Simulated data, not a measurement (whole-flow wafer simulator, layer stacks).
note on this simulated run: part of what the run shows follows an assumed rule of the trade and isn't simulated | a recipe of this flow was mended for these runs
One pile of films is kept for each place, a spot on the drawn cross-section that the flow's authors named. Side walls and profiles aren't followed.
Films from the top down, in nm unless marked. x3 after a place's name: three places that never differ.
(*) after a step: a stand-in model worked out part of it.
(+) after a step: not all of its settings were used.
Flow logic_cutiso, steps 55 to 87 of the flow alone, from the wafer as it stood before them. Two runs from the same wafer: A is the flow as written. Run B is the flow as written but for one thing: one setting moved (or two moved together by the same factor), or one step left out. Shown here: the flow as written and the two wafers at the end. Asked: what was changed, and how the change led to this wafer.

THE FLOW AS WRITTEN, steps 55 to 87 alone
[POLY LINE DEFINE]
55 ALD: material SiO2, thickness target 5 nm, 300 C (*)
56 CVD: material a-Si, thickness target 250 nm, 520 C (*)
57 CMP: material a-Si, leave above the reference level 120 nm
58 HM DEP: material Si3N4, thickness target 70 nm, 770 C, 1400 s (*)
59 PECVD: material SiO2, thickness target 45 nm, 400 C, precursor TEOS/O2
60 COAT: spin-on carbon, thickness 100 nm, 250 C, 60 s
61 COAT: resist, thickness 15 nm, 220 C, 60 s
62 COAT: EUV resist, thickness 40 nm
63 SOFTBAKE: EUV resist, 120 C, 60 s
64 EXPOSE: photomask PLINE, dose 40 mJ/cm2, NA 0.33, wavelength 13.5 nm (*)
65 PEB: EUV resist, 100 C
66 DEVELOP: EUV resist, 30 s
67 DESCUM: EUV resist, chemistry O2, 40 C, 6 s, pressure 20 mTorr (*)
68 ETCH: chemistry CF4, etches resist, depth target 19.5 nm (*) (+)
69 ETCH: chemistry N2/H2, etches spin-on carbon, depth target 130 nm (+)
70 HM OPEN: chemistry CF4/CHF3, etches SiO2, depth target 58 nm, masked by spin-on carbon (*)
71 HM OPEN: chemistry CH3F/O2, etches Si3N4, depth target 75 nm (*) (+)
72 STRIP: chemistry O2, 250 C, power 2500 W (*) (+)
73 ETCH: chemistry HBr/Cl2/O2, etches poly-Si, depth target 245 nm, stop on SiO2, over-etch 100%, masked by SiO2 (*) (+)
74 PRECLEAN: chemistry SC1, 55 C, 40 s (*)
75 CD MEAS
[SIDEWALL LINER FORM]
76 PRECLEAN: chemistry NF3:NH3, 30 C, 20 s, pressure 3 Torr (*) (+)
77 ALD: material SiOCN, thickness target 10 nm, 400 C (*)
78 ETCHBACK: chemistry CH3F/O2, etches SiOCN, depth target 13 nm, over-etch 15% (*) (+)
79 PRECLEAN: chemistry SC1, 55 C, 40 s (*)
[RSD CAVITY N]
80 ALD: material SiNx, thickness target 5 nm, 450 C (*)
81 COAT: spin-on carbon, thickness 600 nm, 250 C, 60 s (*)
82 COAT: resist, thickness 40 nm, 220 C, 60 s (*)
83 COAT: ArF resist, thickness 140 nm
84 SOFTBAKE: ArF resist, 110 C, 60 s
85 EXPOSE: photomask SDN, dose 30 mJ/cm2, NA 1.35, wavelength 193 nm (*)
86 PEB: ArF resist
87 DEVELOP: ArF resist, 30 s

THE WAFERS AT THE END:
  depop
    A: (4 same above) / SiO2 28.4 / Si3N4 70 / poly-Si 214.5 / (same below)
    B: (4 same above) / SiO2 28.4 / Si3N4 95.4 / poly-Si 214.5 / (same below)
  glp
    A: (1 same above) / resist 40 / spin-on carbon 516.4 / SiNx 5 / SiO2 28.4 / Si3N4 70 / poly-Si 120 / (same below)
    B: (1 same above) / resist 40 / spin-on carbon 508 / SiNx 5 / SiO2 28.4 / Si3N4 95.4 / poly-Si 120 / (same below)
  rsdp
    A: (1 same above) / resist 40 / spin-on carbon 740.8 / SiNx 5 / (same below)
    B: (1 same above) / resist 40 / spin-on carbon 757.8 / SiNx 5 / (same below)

The cause: step 58, HM DEP: thickness target 95.4 nm was run, where the flow has thickness target 70 nm; step 58, HM DEP: 1908 s was run, where the flow has 1400 s.
It can be read off the wafer: depop has Si3N4 95.4, and step 58 as written asks for 70 nm.

How the change led to this, step by step:
  58 HM DEP: material Si3N4, thickness target 70 nm, 770 C, 1400 s (*)
      gl, glp, gxn and 11 more: A Si3N4 +70 (new film), poly-Si +120 (new film), a-Si -120 (all of it) | B Si3N4 +95.4 (new film), poly-Si +120 (new film), a-Si -120 (all of it)
      depop, dpovl x3, gfld, gxf, iso, lnri: A Si3N4 +70 (new film), poly-Si +214.5 (new film), a-Si -214.5 (all of it) | B Si3N4 +95.4 (new film), poly-Si +214.5 (new film), a-Si -214.5 (all of it)
  71 HM OPEN: chemistry CH3F/O2, etches Si3N4, depth target 75 nm (*) (+)
      iso, lnr, lnri and 6 more: A Si3N4 -55.2 (all of it), poly-Si -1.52 | B Si3N4 -75
  72 STRIP: chemistry O2, 250 C, power 2500 W (*) (+)
      iso, lnr, lnri and 6 more: A chemical SiO2 +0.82 (new film), poly-Si -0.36 | B nothing
  73 ETCH: chemistry HBr/Cl2/O2, etches poly-Si, depth target 245 nm, stop on SiO2, over-etch 100%, masked by SiO2 (*) (+)
      lnr, lnrp, lnrt, rsdn, rsdp, rsdw, rsdx: A chemical SiO2 -0.82 (all of it), poly-Si -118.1 (all of it), SiO2 -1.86 | B Si3N4 -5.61 (all of it), poly-Si -120 (all of it), SiO2 -1.54
      iso, lnri: A chemical SiO2 -0.82 (all of it), poly-Si -212.6 (all of it), SiO2 -1.39 | B Si3N4 -5.61 (all of it), poly-Si -214.5 (all of it), SiO2 -1.07
  81 COAT: spin-on carbon, thickness 600 nm, 250 C, 60 s (*)
      rsdn, rsdp, rsdw: A spin-on carbon +740.8 (new film) | B spin-on carbon +757.8 (new film)
      rsdx: A spin-on carbon +740.8 (new film) | B spin-on carbon +757.7 (new film)
